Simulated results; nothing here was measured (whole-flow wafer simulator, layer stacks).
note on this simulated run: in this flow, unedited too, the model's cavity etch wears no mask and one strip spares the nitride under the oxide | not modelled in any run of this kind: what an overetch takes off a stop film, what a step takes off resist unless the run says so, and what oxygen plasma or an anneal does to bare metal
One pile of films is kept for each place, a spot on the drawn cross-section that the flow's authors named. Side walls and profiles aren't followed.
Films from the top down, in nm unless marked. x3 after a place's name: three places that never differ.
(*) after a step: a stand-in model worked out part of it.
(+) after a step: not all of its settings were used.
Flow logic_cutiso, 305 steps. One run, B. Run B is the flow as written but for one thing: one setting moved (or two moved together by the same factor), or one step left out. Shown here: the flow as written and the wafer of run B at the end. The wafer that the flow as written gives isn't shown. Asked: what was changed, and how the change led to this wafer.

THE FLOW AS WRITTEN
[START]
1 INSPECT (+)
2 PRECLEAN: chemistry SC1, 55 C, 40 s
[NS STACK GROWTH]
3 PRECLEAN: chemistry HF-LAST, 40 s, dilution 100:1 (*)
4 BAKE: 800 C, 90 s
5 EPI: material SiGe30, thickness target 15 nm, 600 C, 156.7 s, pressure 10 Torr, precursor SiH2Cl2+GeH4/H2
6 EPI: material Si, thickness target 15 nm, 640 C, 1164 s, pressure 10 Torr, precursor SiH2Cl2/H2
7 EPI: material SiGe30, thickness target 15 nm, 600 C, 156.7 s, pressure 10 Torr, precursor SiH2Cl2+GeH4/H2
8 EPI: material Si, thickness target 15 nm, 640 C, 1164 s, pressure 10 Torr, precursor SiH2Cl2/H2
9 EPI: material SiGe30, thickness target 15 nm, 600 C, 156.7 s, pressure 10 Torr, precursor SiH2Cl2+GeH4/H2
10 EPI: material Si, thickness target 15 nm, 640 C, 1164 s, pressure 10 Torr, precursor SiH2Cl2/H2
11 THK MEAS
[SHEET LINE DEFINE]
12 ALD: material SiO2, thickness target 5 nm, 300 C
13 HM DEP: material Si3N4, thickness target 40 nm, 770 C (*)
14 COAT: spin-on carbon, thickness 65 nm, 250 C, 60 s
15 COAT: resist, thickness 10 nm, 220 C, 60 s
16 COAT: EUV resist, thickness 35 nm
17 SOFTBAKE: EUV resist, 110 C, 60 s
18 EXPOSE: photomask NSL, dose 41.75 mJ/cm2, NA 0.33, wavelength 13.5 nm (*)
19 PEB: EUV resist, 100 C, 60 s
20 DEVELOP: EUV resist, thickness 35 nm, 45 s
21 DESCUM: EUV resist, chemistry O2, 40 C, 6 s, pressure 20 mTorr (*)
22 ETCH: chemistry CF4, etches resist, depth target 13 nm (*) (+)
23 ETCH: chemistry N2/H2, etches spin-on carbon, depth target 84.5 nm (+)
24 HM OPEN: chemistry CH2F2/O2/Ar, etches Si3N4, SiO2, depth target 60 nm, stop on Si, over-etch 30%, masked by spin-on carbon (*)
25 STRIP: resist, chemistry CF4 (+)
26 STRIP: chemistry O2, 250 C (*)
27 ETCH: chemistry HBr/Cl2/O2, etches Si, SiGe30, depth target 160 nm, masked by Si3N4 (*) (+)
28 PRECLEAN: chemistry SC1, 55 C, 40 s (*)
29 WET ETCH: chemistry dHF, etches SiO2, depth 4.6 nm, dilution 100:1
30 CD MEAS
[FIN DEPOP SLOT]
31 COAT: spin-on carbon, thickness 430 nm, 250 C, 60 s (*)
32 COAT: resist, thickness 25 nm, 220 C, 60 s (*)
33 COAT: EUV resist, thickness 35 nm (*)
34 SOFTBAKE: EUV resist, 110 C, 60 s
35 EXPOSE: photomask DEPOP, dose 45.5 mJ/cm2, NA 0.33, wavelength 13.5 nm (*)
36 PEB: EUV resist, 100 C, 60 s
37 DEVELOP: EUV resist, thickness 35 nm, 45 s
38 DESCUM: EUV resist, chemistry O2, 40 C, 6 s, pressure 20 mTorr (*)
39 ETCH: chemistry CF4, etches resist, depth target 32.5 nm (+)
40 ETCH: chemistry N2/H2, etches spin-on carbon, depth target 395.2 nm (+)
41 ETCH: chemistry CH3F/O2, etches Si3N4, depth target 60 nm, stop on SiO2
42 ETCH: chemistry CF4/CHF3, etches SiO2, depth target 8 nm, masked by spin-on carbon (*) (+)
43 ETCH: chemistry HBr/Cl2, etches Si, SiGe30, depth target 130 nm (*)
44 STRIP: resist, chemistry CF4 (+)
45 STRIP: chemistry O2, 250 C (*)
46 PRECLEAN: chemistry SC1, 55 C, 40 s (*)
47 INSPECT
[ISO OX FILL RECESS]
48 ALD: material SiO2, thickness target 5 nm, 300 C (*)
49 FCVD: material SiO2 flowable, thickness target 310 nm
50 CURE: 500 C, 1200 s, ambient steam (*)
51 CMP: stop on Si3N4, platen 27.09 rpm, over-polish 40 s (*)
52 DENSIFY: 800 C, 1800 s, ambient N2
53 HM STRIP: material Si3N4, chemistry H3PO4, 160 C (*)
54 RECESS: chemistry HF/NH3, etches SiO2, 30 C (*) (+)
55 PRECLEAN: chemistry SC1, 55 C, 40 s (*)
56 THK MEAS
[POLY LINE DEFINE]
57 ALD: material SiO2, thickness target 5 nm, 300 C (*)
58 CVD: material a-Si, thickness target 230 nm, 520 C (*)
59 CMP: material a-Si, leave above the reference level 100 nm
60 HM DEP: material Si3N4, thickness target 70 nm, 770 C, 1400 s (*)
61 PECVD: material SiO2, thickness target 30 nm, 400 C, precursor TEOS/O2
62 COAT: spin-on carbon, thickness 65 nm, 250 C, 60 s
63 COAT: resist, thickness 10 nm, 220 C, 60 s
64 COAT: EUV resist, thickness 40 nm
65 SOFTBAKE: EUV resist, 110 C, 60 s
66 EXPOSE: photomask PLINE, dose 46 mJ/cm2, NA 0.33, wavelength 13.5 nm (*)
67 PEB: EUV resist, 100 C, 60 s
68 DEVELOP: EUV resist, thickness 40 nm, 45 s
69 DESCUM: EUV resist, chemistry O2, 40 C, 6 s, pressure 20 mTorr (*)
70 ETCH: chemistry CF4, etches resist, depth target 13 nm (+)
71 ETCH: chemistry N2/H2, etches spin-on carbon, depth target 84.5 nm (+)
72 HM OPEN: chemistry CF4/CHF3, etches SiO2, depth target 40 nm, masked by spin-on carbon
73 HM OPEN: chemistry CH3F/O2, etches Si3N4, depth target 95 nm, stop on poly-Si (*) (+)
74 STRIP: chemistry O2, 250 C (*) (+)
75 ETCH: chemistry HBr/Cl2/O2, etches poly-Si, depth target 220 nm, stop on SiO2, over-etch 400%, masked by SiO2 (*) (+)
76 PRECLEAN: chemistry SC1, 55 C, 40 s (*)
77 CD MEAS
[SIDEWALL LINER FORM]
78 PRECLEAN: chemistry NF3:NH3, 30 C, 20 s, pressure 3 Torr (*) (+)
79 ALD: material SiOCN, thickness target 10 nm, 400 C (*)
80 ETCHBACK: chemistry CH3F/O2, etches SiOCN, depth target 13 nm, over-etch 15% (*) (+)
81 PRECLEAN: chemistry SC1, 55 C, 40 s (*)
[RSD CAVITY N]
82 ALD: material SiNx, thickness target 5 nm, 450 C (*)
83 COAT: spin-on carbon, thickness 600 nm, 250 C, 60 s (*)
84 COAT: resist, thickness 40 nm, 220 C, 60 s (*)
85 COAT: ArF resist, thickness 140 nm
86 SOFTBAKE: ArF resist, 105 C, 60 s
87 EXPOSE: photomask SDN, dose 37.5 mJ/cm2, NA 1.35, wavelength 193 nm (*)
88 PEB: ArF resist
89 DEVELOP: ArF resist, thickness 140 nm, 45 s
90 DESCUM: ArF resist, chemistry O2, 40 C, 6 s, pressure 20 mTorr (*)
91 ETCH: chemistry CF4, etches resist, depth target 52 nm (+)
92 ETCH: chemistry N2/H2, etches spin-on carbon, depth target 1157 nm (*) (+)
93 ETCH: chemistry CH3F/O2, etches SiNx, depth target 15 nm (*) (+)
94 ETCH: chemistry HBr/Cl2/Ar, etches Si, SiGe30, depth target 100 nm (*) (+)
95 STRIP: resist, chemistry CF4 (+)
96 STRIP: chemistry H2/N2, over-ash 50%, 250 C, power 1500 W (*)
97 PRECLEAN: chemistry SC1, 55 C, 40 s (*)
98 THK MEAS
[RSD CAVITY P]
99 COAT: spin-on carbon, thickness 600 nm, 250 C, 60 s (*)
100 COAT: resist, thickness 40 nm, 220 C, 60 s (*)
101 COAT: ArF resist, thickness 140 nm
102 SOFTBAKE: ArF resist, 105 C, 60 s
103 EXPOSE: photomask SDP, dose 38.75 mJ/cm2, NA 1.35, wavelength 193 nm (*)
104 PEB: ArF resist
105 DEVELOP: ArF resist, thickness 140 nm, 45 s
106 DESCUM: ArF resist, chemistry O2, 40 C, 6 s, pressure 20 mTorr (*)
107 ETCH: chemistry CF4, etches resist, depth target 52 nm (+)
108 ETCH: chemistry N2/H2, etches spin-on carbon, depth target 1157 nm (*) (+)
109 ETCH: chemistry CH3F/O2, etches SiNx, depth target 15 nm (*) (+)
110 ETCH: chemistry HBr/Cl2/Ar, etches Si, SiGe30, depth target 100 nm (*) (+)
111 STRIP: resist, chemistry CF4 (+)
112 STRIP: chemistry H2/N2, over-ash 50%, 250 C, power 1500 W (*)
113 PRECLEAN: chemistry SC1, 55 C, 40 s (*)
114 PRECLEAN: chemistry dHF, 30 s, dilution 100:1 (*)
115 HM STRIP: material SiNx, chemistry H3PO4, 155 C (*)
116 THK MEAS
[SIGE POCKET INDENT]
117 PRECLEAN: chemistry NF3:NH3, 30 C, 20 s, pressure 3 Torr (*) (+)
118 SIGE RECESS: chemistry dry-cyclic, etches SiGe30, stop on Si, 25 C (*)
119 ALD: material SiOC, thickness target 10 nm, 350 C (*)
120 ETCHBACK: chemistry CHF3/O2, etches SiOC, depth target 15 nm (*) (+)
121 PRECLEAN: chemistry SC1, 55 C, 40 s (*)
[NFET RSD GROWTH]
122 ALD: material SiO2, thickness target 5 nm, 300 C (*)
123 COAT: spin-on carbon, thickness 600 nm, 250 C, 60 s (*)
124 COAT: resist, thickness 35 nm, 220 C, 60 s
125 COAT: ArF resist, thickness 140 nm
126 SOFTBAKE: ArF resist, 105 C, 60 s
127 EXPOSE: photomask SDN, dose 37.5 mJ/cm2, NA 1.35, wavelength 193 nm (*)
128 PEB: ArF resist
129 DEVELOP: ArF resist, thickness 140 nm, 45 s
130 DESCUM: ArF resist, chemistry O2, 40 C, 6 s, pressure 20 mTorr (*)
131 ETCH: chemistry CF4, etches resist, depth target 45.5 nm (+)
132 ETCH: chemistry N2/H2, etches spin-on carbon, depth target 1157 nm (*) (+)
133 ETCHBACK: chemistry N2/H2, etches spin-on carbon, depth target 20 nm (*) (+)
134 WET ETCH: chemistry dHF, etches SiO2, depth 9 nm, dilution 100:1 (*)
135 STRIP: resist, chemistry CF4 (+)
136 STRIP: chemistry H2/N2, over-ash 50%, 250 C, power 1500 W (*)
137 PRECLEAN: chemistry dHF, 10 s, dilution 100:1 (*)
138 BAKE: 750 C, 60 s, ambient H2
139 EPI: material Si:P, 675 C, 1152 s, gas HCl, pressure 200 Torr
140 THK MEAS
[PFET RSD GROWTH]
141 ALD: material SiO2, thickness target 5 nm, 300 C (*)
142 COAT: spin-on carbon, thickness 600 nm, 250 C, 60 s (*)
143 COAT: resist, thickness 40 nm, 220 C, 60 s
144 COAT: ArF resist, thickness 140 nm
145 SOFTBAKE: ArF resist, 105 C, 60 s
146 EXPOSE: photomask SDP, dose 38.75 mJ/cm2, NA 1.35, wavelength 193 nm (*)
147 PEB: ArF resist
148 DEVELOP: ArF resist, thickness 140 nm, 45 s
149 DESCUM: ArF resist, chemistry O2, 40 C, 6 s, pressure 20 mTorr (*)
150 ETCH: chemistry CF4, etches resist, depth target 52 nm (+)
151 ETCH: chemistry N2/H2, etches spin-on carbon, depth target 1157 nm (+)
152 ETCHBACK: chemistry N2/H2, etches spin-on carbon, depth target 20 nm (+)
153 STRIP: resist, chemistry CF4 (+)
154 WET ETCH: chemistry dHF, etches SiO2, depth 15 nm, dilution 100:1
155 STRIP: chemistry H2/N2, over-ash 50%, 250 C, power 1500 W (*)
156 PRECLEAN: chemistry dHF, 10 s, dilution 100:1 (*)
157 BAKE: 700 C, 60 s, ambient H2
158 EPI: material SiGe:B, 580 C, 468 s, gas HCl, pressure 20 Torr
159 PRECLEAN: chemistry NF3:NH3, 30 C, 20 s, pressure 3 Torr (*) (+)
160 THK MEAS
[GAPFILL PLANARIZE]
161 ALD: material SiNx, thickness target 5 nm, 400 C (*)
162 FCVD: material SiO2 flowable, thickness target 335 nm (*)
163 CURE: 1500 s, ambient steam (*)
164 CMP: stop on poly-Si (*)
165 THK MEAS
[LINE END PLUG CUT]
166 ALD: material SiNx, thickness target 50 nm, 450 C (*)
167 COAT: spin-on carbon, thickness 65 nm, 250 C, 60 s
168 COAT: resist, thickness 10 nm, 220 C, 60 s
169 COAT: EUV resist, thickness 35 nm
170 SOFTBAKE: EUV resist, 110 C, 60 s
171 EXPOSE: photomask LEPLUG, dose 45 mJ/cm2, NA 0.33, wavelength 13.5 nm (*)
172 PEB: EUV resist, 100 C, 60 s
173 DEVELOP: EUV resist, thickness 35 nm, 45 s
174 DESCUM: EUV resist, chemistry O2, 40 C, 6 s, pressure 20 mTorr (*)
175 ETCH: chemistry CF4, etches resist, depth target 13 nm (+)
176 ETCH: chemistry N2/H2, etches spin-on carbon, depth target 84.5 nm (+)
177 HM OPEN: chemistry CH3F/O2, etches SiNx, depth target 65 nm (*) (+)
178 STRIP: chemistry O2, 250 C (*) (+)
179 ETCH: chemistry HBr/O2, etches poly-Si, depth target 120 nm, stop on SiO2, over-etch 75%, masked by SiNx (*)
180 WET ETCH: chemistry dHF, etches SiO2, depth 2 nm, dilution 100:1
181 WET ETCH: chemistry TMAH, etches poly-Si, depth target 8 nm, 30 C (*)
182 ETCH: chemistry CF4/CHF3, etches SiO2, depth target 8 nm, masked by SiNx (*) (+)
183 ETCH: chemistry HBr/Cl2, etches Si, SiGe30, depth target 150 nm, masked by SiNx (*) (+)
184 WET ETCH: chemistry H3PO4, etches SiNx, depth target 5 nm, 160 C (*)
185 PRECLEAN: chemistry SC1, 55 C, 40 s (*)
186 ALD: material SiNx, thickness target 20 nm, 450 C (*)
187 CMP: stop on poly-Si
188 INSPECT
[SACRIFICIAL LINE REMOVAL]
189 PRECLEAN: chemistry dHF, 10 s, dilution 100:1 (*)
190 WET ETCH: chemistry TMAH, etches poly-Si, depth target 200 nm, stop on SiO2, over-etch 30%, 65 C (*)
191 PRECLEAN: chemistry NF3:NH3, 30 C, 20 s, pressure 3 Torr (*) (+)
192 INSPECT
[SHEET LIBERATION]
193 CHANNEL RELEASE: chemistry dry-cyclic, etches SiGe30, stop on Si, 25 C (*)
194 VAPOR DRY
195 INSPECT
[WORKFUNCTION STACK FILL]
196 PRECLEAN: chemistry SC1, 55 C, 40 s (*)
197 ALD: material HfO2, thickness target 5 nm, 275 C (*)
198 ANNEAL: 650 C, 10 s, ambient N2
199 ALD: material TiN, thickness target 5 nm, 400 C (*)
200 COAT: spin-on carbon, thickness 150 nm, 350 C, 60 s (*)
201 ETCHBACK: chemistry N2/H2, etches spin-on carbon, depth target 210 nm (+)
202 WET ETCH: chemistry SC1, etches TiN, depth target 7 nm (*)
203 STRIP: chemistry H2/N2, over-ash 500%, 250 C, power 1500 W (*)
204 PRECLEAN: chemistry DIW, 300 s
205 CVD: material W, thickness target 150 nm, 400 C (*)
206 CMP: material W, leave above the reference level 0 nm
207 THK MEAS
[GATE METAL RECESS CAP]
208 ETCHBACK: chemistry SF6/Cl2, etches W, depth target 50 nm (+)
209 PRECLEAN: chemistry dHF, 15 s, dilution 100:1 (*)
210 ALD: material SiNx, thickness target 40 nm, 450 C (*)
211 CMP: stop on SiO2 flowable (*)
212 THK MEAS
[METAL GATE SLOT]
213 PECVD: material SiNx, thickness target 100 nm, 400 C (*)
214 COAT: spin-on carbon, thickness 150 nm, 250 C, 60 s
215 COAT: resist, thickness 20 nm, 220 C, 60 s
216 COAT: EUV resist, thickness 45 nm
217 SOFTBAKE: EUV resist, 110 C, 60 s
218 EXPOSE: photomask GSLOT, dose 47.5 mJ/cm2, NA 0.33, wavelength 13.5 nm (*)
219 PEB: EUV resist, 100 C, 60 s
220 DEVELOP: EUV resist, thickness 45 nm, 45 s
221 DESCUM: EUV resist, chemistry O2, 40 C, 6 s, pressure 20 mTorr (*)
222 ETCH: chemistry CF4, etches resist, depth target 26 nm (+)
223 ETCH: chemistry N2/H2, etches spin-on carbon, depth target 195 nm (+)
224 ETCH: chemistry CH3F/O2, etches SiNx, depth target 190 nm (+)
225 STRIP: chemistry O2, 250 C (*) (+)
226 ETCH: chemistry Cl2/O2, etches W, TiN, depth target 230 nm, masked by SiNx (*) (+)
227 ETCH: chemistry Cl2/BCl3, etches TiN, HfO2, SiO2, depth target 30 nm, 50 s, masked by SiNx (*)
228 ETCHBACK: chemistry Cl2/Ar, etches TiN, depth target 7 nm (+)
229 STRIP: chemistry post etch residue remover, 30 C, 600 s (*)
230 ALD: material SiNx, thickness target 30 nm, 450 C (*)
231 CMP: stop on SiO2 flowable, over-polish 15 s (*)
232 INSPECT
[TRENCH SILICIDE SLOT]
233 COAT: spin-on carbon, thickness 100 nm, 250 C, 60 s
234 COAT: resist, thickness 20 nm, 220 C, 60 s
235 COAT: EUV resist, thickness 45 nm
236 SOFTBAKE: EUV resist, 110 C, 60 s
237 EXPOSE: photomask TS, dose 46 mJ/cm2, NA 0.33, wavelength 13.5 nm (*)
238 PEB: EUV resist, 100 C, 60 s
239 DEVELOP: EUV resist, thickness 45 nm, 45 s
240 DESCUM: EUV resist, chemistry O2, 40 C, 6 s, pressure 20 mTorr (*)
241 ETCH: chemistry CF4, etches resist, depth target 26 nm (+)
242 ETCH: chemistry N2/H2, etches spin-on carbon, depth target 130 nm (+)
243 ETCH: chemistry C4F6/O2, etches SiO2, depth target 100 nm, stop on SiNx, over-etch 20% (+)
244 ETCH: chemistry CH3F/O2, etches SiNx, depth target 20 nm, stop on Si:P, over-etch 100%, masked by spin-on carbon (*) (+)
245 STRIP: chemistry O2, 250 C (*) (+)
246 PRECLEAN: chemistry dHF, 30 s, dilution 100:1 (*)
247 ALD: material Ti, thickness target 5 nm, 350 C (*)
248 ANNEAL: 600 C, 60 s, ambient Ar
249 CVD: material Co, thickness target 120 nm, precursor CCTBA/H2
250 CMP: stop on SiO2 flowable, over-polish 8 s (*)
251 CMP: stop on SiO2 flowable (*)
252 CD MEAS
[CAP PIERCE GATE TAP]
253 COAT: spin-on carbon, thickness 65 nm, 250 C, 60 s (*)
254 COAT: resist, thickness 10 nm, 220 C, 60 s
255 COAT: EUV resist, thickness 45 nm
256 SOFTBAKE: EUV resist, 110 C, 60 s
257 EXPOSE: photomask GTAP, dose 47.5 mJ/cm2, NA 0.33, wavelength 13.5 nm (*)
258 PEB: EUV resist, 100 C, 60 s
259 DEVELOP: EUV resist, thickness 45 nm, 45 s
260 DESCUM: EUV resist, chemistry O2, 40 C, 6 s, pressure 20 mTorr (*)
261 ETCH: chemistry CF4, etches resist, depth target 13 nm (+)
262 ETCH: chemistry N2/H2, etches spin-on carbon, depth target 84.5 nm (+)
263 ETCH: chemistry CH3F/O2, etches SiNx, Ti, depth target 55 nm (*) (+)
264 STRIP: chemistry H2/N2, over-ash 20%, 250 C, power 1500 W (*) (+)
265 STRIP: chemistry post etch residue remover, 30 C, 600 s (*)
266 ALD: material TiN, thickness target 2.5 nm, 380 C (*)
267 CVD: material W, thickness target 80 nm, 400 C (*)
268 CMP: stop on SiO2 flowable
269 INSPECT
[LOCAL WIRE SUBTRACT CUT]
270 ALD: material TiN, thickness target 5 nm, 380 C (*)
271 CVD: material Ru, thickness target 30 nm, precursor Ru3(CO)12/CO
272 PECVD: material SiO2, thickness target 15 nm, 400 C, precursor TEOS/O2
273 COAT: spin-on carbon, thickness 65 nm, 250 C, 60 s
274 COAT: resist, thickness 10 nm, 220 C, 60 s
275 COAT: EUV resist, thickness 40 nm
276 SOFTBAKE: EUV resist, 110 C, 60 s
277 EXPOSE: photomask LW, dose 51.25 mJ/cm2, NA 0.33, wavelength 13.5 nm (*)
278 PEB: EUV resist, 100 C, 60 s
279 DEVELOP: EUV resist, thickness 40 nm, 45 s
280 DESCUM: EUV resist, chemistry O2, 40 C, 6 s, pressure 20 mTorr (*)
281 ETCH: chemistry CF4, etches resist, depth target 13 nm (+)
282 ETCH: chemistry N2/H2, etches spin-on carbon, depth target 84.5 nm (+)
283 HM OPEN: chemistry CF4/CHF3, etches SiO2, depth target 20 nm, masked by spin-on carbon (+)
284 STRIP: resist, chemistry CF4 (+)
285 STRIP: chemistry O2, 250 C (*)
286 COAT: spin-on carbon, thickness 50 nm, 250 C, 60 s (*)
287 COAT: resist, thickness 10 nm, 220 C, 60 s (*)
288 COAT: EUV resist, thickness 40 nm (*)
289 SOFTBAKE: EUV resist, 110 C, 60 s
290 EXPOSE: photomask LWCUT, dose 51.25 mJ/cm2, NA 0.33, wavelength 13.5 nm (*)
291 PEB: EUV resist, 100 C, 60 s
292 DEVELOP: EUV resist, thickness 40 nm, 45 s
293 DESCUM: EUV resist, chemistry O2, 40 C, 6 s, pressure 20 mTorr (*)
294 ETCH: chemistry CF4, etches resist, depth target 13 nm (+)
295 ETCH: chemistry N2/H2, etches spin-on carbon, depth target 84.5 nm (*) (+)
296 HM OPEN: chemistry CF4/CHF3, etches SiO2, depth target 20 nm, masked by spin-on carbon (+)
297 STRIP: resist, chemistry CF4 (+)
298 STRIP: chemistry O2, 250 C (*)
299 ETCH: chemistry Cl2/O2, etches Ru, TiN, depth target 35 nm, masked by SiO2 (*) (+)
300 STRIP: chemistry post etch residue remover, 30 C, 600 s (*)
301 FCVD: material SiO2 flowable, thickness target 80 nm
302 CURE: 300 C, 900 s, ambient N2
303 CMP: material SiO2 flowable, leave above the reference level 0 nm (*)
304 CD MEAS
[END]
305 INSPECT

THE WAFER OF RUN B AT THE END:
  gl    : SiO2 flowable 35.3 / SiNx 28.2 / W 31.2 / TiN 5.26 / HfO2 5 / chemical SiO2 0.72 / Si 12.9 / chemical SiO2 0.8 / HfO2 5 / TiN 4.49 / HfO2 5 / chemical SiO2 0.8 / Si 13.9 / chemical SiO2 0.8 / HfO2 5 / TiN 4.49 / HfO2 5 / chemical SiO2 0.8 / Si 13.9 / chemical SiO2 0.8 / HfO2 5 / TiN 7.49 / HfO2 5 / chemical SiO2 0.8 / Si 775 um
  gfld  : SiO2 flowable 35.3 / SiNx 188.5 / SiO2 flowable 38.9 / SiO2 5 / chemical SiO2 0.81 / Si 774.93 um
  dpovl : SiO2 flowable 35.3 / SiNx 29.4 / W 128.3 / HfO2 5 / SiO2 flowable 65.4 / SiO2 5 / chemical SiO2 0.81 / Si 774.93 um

The cause: step 5, EPI: 188 s was run, where the flow has 156.7 s.

How the change led to this, step by step:
  5 EPI: material SiGe30, thickness target 15 nm, 600 C, 156.7 s, pressure 10 Torr, precursor SiH2Cl2+GeH4/H2
      depop, dpovl, gfld and 19 more: SiGe30 +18 (new film) (as written it would be: SiGe30 +15 (new film))
  27 ETCH: chemistry HBr/Cl2/O2, etches Si, SiGe30, depth target 160 nm, masked by Si3N4 (*) (+)
      gfld, gxf, iso, lnri: chemical SiO2 -0.79 (all of it), Si -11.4 (all of it), SiGe30 -15 (all of it), Si -15 (all of it), SiGe30 -15 (all of it), Si -15 (all of it), SiGe30 -18 (all of it), Si -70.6 (as written it would be: chemical SiO2 -0.79 (all of it), Si -11.4 (all of it), SiGe30 -15 (all of it), Si -15 (all of it), SiGe30 -15 (all of it), Si -15 (all of it), SiGe30 -15 (all of it), Si -73.6)
      dpovl, nsgap: chemical SiO2 -0.79 (all of it), Si -11.8 (all of it), SiGe30 -15 (all of it), Si -15 (all of it), SiGe30 -15 (all of it), Si -15 (all of it), SiGe30 -18 (all of it), Si -70.2 (as written it would be: chemical SiO2 -0.79 (all of it), Si -11.8 (all of it), SiGe30 -15 (all of it), Si -15 (all of it), SiGe30 -15 (all of it), Si -15 (all of it), SiGe30 -15 (all of it), Si -73.2)
      (and at 1 more place)
  43 ETCH: chemistry HBr/Cl2, etches Si, SiGe30, depth target 130 nm (*)
      depop: Si -14 (all of it), SiGe30 -15 (all of it), Si -15 (all of it), SiGe30 -15 (all of it), Si -15 (all of it), SiGe30 -18 (all of it), Si -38 (as written it would be: Si -14 (all of it), SiGe30 -15 (all of it), Si -15 (all of it), SiGe30 -15 (all of it), Si -15 (all of it), SiGe30 -15 (all of it), Si -41)
  94 ETCH: chemistry HBr/Cl2/Ar, etches Si, SiGe30, depth target 100 nm (*) (+)
      rsdn, rsdx: chemical SiO2 -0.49 (all of it), Si -12.8 (all of it), SiGe30 -15 (all of it), Si -15 (all of it), SiGe30 -15 (all of it), Si -15 (all of it), SiGe30 -18 (all of it), Si -9.16 (as written it would be: chemical SiO2 -0.49 (all of it), Si -12.8 (all of it), SiGe30 -15 (all of it), Si -15 (all of it), SiGe30 -15 (all of it), Si -15 (all of it), SiGe30 -15 (all of it), Si -12.2)
  110 ETCH: chemistry HBr/Cl2/Ar, etches Si, SiGe30, depth target 100 nm (*) (+)
      rsdp, rsdw: chemical SiO2 -0.49 (all of it), Si -12.8 (all of it), SiGe30 -15 (all of it), Si -15 (all of it), SiGe30 -15 (all of it), Si -15 (all of it), SiGe30 -18 (all of it), Si -9.16 (as written it would be: chemical SiO2 -0.49 (all of it), Si -12.8 (all of it), SiGe30 -15 (all of it), Si -15 (all of it), SiGe30 -15 (all of it), Si -15 (all of it), SiGe30 -15 (all of it), Si -12.2)
  118 SIGE RECESS: chemistry dry-cyclic, etches SiGe30, stop on Si, 25 C (*)
      lnr, lnrp, lnrt: SiOCN -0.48, Si -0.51, cavity +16 (new film), SiGe30 -15 (all of it), Si -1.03, cavity +16 (new film), SiGe30 -15 (all of it), Si -1.03, cavity +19 (new film), SiGe30 -18 (all of it), Si -0.51 (as written it would be: SiOCN -0.48, Si -0.51, cavity +16 (new film), SiGe30 -15 (all of it), Si -1.03, cavity +16 (new film), SiGe30 -15 (all of it), Si -1.03, cavity +16 (new film), SiGe30 -15 (all of it), Si -0.51)
  119 ALD: material SiOC, thickness target 10 nm, 350 C (*)
      lnr, lnrp, lnrt: SiOC +10 (new film), SiOC +16 (new film), cavity -16 (all of it), SiOC +16 (new film), cavity -16 (all of it), SiOC +19 (new film), cavity -19 (all of it) (as written it would be: SiOC +10 (new film), SiOC +16 (new film), cavity -16 (all of it), SiOC +16 (new film), cavity -16 (all of it), SiOC +16 (new film), cavity -16 (all of it))
  183 ETCH: chemistry HBr/Cl2, etches Si, SiGe30, depth target 150 nm, masked by SiNx (*) (+)
      plug: Si -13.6 (all of it), SiGe30 -15 (all of it), Si -15 (all of it), SiGe30 -15 (all of it), Si -15 (all of it), SiGe30 -18 (all of it), Si -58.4 (as written it would be: Si -13.6 (all of it), SiGe30 -15 (all of it), Si -15 (all of it), SiGe30 -15 (all of it), Si -15 (all of it), SiGe30 -15 (all of it), Si -61.4)
  193 CHANNEL RELEASE: chemistry dry-cyclic, etches SiGe30, stop on Si, 25 C (*)
      gl, glp, gxn, gxp, ns, tap: chemical SiO2 +0.8 (new film), Si -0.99, chemical SiO2 +0.8 (new film), cavity +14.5 (new film), chemical SiO2 +0.8 (new film), SiGe30 -15 (all of it), Si -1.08, chemical SiO2 +0.8 (new film), cavity +14.5 (new film), chemical SiO2 +0.8 (new film), SiGe30 -15 (all of it), Si -1.08, chemical SiO2 +0.8 (new film), cavity +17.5 (new film), chemical SiO2 +0.8 (new film), SiGe30 -18 (all of it), Si -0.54 (as written it would be: chemical SiO2 +0.8 (new film), Si -0.99, chemical SiO2 +0.8 (new film), cavity +14.5 (new film), chemical SiO2 +0.8 (new film), SiGe30 -15 (all of it), Si -1.08, chemical SiO2 +0.8 (new film), cavity +14.5 (new film), chemical SiO2 +0.8 (new film), SiGe30 -15 (all of it), Si -1.08, chemical SiO2 +0.8 (new film), cavity +14.5 (new film), chemical SiO2 +0.8 (new film), SiGe30 -15 (all of it), Si -0.54)
  199 ALD: material TiN, thickness target 5 nm, 400 C (*)
      gl, glp, tap: TiN +5.26 (new film), TiN +4.49 (new film), cavity -4.49 (all of it), TiN +4.49 (new film), cavity -4.49 (all of it), TiN +7.49 (new film), cavity -7.49 (all of it) (as written it would be: TiN +5.26 (new film), TiN +4.49 (new film), cavity -4.49 (all of it), TiN +4.49 (new film), cavity -4.49 (all of it), TiN +4.49 (new film), cavity -4.49 (all of it))
      gxn, gxp, ns: TiN +5 (new film), TiN +4.49 (new film), cavity -4.49 (all of it), TiN +4.49 (new film), cavity -4.49 (all of it), TiN +7.49 (new film), cavity -7.49 (all of it) (as written it would be: TiN +5 (new film), TiN +4.49 (new film), cavity -4.49 (all of it), TiN +4.49 (new film), cavity -4.49 (all of it), TiN +4.49 (new film), cavity -4.49 (all of it))
